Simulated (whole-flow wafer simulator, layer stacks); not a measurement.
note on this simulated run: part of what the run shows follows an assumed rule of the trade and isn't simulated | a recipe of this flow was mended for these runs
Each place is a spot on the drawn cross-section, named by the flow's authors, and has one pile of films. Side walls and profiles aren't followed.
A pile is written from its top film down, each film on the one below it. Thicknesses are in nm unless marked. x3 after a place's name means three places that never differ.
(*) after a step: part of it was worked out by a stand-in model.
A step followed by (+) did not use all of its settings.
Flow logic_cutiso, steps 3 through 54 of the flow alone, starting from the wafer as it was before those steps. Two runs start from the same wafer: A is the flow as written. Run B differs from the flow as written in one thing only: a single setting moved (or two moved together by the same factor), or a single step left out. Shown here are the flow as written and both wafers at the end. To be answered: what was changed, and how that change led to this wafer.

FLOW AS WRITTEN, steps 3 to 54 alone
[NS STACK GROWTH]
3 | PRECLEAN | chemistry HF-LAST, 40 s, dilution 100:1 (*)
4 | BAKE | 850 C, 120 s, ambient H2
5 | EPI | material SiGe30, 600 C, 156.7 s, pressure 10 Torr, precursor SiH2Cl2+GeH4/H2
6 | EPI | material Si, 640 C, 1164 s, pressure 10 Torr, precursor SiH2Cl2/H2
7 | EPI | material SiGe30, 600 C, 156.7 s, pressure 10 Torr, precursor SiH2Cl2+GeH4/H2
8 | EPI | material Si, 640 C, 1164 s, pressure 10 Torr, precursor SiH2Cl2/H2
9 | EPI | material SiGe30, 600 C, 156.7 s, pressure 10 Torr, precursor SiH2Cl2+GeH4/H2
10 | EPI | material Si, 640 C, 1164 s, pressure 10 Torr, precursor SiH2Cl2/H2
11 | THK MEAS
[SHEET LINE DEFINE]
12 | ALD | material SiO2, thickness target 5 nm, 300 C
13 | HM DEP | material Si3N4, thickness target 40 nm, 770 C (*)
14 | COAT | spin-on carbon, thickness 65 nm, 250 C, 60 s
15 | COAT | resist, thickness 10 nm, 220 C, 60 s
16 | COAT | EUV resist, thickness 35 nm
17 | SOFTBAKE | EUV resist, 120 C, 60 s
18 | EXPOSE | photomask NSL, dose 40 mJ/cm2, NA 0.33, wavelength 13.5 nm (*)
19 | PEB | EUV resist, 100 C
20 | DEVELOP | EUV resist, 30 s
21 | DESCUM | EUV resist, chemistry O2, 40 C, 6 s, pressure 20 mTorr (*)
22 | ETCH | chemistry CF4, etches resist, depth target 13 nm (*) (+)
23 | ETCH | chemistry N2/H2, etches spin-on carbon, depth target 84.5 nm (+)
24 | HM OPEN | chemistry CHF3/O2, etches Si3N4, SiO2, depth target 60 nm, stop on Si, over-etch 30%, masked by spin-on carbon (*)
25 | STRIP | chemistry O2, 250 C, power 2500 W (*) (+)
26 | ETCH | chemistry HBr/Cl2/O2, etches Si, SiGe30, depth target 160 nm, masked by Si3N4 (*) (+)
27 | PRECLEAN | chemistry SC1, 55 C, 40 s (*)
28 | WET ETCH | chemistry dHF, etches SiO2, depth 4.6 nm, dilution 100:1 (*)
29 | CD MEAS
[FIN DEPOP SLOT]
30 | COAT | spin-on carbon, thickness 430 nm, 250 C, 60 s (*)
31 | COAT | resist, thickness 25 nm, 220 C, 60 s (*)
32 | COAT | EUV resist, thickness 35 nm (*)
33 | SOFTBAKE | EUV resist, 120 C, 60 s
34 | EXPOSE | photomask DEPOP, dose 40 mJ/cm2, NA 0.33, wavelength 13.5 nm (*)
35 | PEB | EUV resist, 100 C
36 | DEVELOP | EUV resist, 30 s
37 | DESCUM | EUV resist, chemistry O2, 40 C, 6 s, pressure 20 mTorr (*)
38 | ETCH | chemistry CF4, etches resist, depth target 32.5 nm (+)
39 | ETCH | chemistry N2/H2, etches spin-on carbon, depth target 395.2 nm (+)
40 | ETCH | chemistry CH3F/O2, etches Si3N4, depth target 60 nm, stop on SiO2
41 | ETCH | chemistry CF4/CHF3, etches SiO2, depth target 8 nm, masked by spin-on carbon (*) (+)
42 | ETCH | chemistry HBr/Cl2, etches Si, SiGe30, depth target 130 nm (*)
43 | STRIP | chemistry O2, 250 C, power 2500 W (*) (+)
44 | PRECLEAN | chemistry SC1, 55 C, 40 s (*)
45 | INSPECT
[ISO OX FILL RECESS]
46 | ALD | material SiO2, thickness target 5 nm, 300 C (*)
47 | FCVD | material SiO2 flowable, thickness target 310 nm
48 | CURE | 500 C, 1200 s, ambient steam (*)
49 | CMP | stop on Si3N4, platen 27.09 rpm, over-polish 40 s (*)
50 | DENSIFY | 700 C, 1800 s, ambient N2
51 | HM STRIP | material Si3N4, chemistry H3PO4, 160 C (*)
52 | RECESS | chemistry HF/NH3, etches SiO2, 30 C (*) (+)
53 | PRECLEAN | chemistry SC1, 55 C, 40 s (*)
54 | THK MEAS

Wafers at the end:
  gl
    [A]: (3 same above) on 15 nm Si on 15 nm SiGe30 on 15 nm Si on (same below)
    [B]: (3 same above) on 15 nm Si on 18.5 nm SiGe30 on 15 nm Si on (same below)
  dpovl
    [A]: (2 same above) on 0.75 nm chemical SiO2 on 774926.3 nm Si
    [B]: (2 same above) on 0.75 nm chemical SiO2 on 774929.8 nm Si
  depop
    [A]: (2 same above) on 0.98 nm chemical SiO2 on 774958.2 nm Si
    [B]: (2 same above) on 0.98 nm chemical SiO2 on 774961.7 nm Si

The reason: step 7, EPI: 612 C was run, whereas the flow has 600 C.

Step by step, how the change led to this:
  7 | EPI | material SiGe30, 600 C, 156.7 s, pressure 10 Torr, precursor SiH2Cl2+GeH4/H2
      depop, dpovl, gfld and 19 more: A SiGe30 gains 15 (new film) | B SiGe30 gains 18.5 (new film)
  26 | ETCH | chemistry HBr/Cl2/O2, etches Si, SiGe30, depth target 160 nm, masked by Si3N4 (*) (+)
      dpovl, gfld, gxf, iso, isow, lnri, nsgap: A chemical SiO2 loses 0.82 (all of it), Si loses 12 (all of it), SiGe30 loses 15 (all of it), Si loses 15 (all of it), SiGe30 loses 15 (all of it), Si loses 15 (all of it), SiGe30 loses 15 (all of it), Si loses 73 | B chemical SiO2 loses 0.82 (all of it), Si loses 12 (all of it), SiGe30 loses 15 (all of it), Si loses 15 (all of it), SiGe30 loses 18.5 (all of it), Si loses 15 (all of it), SiGe30 loses 15 (all of it), Si loses 69.5
  42 | ETCH | chemistry HBr/Cl2, etches Si, SiGe30, depth target 130 nm (*)
      depop: A Si loses 13.8 (all of it), SiGe30 loses 15 (all of it), Si loses 15 (all of it), SiGe30 loses 15 (all of it), Si loses 15 (all of it), SiGe30 loses 15 (all of it), Si loses 41.2 | B Si loses 13.8 (all of it), SiGe30 loses 15 (all of it), Si loses 15 (all of it), SiGe30 loses 18.5 (all of it), Si loses 15 (all of it), SiGe30 loses 15 (all of it), Si loses 37.7
